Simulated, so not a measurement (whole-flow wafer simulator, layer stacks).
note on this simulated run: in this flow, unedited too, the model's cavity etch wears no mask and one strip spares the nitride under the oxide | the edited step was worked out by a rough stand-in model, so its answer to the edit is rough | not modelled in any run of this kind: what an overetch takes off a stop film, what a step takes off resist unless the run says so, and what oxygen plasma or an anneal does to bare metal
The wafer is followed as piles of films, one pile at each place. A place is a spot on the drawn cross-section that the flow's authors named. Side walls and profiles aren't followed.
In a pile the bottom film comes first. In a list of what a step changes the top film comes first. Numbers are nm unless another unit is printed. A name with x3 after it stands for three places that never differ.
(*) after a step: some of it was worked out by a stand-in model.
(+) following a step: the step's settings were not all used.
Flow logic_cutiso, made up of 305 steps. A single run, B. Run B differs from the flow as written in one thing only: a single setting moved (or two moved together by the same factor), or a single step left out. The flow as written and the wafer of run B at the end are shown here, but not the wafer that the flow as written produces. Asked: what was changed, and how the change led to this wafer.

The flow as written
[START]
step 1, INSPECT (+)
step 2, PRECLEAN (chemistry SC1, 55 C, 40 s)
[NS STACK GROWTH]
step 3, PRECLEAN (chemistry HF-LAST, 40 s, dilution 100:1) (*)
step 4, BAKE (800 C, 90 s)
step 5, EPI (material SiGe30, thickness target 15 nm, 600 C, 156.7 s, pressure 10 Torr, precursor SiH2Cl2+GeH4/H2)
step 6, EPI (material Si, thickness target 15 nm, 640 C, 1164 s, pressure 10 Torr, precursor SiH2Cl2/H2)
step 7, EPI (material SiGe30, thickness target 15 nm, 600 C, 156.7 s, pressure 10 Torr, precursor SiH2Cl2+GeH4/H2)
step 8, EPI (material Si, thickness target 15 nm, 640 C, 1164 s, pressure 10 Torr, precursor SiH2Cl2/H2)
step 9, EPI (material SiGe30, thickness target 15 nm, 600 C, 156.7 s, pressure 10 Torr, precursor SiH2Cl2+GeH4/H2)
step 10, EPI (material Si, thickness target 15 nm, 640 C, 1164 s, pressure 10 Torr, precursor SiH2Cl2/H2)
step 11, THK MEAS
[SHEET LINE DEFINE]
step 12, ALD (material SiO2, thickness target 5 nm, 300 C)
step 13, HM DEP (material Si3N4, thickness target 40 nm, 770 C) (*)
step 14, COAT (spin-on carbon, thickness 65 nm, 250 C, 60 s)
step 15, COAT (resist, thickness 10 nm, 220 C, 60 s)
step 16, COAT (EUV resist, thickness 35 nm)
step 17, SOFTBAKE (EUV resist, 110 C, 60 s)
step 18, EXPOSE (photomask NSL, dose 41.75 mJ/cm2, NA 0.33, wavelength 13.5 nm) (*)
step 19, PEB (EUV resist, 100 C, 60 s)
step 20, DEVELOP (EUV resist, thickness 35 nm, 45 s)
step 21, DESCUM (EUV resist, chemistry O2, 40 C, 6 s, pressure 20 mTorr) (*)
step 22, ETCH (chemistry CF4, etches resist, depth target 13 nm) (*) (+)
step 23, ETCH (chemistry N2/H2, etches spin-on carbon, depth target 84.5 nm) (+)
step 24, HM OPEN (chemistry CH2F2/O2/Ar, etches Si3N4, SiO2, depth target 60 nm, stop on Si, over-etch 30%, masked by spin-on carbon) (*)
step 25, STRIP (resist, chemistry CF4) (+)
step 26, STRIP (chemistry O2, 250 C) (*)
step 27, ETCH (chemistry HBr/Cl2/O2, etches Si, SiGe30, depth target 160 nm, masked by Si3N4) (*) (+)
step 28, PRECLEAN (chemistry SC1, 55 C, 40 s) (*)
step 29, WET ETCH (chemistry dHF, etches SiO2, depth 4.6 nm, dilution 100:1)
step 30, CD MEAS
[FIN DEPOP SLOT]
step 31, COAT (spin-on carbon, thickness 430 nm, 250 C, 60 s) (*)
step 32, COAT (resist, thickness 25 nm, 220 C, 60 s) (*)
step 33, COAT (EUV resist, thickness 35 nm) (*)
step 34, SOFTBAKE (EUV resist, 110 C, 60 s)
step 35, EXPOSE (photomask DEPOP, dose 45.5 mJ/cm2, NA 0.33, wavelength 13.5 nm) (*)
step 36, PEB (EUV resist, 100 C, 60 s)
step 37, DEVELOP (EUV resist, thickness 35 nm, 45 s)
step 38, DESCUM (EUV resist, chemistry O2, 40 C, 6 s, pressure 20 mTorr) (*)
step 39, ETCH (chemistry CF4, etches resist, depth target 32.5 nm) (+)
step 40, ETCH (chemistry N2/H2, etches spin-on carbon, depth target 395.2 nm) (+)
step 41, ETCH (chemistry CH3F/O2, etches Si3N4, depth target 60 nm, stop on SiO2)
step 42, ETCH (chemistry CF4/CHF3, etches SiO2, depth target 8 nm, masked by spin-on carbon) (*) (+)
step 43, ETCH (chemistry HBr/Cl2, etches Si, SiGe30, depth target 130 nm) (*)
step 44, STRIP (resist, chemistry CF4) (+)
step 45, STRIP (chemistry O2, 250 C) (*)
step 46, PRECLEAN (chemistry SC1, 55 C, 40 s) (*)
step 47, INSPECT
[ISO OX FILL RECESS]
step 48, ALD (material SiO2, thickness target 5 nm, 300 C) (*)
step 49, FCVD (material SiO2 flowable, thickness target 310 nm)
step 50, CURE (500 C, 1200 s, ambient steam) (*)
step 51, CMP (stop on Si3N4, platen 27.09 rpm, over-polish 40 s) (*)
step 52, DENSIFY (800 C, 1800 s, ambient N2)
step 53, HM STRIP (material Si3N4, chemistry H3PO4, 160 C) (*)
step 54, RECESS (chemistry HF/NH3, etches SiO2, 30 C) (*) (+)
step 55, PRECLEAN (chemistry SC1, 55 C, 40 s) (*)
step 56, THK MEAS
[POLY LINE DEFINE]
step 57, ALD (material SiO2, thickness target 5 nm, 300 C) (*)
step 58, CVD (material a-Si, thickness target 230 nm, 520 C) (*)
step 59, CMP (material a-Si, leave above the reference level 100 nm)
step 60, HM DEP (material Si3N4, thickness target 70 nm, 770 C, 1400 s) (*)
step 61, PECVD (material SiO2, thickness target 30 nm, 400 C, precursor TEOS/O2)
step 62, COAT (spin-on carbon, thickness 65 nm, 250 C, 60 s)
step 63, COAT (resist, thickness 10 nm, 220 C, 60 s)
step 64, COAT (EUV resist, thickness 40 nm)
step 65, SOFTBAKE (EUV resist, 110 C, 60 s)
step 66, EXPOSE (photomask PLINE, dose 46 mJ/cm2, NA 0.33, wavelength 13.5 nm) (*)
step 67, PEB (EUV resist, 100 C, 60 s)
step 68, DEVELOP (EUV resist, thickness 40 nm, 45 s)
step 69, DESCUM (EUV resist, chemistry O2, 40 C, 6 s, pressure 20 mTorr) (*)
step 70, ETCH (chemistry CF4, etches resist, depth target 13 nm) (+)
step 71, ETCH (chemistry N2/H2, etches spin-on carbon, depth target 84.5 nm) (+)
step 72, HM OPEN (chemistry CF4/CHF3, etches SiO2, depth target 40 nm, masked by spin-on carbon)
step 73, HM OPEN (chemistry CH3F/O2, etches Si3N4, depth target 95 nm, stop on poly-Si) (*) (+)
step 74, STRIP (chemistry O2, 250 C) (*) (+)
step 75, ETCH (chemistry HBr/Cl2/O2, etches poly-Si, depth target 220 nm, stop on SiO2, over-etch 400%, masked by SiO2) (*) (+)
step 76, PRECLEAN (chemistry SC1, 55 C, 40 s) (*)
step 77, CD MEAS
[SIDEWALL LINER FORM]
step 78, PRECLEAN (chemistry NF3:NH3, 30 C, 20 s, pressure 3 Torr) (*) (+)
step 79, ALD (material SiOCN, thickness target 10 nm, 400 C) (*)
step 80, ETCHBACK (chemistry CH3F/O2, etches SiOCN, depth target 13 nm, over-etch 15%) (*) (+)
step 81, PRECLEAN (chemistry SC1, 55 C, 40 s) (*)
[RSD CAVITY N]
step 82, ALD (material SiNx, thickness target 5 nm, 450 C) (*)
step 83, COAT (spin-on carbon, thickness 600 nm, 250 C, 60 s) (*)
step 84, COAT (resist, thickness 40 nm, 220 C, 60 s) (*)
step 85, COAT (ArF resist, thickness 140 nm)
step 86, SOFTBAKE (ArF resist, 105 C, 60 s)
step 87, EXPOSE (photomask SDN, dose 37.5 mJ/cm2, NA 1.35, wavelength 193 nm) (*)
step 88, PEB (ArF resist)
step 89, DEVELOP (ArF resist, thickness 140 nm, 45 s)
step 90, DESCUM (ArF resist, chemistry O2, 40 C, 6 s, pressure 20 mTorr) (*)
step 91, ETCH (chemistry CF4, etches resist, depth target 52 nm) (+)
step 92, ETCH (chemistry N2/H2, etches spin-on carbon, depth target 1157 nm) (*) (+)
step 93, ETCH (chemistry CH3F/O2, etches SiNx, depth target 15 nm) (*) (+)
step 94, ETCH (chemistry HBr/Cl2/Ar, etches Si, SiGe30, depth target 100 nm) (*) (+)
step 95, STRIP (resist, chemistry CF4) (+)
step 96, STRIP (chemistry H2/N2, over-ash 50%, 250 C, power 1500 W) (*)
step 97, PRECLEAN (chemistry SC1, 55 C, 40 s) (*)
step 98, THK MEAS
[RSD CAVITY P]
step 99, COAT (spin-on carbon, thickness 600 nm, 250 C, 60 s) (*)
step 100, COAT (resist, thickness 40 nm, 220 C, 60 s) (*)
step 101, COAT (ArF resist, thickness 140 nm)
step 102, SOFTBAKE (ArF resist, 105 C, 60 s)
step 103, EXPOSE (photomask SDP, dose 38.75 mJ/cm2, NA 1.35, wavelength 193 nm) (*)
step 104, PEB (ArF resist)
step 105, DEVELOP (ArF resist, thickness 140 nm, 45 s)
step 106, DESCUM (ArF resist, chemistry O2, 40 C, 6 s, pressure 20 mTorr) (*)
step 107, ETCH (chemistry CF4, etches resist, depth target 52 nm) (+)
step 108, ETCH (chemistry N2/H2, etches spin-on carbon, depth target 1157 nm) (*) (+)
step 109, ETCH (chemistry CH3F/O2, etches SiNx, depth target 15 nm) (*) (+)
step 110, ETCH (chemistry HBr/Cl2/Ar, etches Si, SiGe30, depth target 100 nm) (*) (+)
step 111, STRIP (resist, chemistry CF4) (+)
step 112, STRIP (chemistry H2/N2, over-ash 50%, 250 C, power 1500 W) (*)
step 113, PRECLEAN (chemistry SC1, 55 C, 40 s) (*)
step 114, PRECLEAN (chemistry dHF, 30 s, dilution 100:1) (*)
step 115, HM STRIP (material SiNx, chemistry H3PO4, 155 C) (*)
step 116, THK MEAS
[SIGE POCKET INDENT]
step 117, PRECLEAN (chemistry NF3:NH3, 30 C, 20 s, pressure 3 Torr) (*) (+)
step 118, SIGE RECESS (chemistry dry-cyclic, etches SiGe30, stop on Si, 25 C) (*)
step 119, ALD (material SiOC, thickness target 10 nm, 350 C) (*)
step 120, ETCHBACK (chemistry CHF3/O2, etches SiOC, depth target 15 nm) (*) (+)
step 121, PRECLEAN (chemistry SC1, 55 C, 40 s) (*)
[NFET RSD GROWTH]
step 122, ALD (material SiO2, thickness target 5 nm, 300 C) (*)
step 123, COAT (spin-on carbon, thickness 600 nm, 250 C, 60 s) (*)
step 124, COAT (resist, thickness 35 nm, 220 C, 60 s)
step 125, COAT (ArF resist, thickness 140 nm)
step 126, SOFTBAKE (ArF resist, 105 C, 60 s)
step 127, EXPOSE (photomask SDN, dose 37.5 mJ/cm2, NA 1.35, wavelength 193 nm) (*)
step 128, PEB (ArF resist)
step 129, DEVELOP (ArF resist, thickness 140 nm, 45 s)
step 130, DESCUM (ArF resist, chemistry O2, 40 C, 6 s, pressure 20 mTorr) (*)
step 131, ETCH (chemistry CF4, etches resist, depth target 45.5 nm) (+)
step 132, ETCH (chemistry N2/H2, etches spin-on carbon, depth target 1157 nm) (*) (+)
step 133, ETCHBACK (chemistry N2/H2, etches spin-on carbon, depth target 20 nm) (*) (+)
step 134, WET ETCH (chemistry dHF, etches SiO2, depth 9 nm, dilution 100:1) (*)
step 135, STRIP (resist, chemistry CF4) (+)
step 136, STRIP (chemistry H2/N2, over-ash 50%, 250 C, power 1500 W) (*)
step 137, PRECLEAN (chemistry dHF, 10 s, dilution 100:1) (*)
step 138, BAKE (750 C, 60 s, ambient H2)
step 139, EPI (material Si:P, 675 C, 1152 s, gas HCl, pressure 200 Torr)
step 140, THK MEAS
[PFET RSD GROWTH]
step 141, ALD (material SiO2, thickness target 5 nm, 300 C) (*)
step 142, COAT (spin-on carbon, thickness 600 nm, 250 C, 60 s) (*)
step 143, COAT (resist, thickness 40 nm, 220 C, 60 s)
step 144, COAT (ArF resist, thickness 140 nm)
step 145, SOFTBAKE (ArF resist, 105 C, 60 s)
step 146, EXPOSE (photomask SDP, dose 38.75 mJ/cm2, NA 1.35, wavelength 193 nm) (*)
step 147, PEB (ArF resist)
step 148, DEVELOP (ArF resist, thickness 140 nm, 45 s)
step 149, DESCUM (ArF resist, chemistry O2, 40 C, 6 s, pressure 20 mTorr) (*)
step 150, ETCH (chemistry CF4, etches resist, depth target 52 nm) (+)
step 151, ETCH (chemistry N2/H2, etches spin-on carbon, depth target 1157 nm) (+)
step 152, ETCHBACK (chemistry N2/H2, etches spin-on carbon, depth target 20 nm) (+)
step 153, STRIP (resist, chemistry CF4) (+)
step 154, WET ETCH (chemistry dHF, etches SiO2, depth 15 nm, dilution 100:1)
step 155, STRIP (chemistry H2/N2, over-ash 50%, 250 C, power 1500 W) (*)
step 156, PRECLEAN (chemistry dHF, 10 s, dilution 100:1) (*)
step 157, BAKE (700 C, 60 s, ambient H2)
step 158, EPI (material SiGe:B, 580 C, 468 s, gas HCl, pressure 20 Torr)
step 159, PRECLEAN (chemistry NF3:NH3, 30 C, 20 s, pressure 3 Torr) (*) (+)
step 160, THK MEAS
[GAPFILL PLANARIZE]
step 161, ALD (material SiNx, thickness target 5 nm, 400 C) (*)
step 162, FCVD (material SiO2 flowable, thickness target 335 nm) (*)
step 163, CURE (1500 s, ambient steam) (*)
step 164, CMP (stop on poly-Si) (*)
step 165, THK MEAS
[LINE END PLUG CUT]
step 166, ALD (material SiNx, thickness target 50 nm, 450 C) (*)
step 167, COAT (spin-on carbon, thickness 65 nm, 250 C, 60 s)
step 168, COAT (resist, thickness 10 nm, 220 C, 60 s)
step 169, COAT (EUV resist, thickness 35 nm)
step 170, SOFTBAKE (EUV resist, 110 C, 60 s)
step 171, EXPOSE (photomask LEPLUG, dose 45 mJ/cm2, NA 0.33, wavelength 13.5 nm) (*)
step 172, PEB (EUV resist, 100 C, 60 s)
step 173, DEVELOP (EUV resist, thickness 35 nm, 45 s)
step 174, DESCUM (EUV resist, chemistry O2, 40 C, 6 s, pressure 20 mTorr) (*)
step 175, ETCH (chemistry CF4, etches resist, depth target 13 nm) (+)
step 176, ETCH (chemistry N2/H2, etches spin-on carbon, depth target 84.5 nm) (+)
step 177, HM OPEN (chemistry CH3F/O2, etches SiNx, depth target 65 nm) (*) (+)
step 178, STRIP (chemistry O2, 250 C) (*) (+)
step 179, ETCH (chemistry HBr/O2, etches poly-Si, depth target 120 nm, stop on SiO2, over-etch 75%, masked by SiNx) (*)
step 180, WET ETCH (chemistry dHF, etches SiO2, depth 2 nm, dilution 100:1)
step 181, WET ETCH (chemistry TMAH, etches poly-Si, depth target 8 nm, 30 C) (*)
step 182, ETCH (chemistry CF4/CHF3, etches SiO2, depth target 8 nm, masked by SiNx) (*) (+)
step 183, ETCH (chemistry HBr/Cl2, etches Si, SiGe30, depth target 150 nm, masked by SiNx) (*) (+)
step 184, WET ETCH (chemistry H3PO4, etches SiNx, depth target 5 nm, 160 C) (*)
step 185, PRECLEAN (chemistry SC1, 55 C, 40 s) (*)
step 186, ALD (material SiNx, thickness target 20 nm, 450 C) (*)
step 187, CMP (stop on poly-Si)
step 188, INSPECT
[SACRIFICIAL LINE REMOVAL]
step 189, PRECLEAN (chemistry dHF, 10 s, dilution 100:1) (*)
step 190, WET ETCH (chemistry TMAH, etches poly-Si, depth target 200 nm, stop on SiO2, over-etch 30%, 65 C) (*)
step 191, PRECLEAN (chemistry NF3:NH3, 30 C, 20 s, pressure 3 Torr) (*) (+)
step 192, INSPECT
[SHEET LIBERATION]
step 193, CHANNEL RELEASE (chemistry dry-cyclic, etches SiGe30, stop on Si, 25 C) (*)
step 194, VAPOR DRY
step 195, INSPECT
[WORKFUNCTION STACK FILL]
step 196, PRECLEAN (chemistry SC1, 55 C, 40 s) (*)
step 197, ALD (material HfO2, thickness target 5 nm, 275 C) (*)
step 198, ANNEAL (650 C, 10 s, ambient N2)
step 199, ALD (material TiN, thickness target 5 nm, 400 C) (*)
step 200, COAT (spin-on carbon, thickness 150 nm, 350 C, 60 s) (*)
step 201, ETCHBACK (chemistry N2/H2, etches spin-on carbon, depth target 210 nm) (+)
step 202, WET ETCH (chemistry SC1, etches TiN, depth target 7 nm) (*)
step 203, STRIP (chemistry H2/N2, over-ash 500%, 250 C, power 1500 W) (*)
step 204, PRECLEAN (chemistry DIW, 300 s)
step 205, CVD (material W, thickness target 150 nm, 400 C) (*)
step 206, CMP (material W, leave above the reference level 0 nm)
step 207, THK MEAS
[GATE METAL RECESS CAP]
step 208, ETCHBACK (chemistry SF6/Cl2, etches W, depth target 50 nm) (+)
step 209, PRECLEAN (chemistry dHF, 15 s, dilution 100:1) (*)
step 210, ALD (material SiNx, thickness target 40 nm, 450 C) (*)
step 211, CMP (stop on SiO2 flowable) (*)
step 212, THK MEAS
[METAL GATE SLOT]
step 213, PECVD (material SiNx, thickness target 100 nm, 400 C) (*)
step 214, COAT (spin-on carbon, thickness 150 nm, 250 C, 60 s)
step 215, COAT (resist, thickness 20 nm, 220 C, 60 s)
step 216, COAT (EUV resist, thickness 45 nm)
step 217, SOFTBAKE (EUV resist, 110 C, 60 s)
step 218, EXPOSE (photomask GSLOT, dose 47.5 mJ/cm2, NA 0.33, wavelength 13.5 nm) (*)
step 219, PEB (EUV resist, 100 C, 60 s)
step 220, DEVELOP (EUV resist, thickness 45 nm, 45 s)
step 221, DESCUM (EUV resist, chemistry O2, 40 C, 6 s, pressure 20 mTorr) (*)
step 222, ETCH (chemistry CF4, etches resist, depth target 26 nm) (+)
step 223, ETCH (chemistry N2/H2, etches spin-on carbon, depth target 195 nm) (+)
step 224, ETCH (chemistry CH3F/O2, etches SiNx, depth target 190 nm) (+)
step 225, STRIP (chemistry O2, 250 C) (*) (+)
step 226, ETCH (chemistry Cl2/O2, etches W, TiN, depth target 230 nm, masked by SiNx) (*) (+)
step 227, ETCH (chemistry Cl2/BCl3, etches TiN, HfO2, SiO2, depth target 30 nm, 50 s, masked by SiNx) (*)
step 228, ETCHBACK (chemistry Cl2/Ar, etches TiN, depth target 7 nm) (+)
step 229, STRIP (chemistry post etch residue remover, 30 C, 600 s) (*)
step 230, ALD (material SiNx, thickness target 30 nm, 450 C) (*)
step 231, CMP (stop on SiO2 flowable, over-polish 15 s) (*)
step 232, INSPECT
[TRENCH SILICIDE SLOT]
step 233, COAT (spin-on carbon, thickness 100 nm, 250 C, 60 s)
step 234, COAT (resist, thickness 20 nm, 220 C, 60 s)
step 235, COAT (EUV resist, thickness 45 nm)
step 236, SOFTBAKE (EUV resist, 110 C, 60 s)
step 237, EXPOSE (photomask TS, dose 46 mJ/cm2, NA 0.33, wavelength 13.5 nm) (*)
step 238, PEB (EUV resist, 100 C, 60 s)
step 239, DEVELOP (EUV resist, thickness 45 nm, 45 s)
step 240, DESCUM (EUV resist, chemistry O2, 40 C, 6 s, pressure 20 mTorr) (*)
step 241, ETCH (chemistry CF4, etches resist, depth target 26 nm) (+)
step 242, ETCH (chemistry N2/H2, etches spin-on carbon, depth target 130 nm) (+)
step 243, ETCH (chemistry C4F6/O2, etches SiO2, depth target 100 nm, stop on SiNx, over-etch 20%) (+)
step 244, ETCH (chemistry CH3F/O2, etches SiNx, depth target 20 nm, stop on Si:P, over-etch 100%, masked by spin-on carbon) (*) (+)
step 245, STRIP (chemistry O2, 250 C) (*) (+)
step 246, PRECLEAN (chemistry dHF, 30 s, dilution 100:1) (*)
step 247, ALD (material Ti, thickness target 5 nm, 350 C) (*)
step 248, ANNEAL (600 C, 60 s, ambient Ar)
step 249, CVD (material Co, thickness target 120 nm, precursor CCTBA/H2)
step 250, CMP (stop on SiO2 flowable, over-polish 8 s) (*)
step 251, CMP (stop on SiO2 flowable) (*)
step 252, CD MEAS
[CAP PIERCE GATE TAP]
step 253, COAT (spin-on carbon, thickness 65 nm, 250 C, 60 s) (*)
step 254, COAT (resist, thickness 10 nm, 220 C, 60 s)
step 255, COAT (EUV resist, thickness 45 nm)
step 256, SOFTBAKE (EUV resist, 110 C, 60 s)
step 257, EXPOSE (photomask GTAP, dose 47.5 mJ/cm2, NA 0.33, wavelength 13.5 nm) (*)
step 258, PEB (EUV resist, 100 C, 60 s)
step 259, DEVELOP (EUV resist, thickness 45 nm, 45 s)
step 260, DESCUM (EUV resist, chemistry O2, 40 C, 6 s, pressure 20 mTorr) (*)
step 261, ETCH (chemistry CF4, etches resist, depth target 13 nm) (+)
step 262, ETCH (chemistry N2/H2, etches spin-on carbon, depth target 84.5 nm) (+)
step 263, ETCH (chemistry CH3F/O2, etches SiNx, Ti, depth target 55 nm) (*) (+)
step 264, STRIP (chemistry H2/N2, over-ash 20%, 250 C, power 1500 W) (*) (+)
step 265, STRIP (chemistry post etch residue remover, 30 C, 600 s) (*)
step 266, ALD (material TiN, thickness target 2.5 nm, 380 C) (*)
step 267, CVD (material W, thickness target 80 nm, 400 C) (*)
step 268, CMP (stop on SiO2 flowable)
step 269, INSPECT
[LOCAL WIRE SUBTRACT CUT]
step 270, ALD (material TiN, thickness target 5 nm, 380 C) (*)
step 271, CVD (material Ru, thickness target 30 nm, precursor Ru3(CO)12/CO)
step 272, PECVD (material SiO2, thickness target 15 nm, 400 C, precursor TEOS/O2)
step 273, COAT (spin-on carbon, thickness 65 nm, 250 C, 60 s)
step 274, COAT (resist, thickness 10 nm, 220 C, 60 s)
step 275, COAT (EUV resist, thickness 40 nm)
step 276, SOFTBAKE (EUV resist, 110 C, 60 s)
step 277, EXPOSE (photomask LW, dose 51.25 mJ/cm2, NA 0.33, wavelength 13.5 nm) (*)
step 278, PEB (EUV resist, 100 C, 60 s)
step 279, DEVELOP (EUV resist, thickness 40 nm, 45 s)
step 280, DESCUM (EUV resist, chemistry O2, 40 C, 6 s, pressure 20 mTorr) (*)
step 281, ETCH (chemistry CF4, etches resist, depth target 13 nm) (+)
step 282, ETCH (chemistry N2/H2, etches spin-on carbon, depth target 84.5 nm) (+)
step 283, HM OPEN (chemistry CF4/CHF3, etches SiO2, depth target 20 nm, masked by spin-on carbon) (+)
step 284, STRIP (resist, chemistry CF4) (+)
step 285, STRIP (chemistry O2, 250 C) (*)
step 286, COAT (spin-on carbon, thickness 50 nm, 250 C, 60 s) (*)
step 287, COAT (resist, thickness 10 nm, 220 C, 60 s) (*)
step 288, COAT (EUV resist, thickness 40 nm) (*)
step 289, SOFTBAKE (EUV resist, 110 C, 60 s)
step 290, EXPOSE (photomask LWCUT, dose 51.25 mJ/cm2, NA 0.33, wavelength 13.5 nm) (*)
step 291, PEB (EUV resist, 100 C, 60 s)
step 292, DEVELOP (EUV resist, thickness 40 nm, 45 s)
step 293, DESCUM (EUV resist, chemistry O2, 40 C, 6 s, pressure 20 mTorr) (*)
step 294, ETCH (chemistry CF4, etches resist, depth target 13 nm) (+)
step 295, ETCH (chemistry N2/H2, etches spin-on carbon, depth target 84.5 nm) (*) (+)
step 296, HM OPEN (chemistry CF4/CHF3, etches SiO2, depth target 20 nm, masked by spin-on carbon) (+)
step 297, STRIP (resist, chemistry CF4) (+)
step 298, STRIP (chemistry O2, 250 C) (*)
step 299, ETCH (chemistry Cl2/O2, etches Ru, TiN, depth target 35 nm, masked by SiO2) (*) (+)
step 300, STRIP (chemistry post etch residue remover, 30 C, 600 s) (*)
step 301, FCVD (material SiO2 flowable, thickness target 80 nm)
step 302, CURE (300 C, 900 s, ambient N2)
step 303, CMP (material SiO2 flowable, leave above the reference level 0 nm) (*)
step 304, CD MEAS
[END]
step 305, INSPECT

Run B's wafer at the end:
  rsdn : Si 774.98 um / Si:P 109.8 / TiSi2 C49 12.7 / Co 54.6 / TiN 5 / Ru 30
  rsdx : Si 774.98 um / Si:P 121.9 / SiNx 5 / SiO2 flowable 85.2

What caused this: step 94, ETCH: depth target 105 nm was run, while the flow as written has depth target 100 nm.

The path from the change to this, step by step:
  step 94, ETCH (chemistry HBr/Cl2/Ar, etches Si, SiGe30, depth target 100 nm) (*) (+)
      rsdn, rsdx: -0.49 chemical SiO2 (all of it), -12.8 Si (all of it), -15 SiGe30 (all of it), -15 Si (all of it), -15 SiGe30 (all of it), -15 Si (all of it), -15 SiGe30 (all of it), -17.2 Si (it would be, as written: -0.49 chemical SiO2 (all of it), -12.8 Si (all of it), -15 SiGe30 (all of it), -15 Si (all of it), -15 SiGe30 (all of it), -15 Si (all of it), -15 SiGe30 (all of it), -12.2 Si)
  step 139, EPI (material Si:P, 675 C, 1152 s, gas HCl, pressure 200 Torr)
      rsdn, rsdx: +121.9 Si:P (new film) (it would be, as written: +116.9 Si:P (new film))
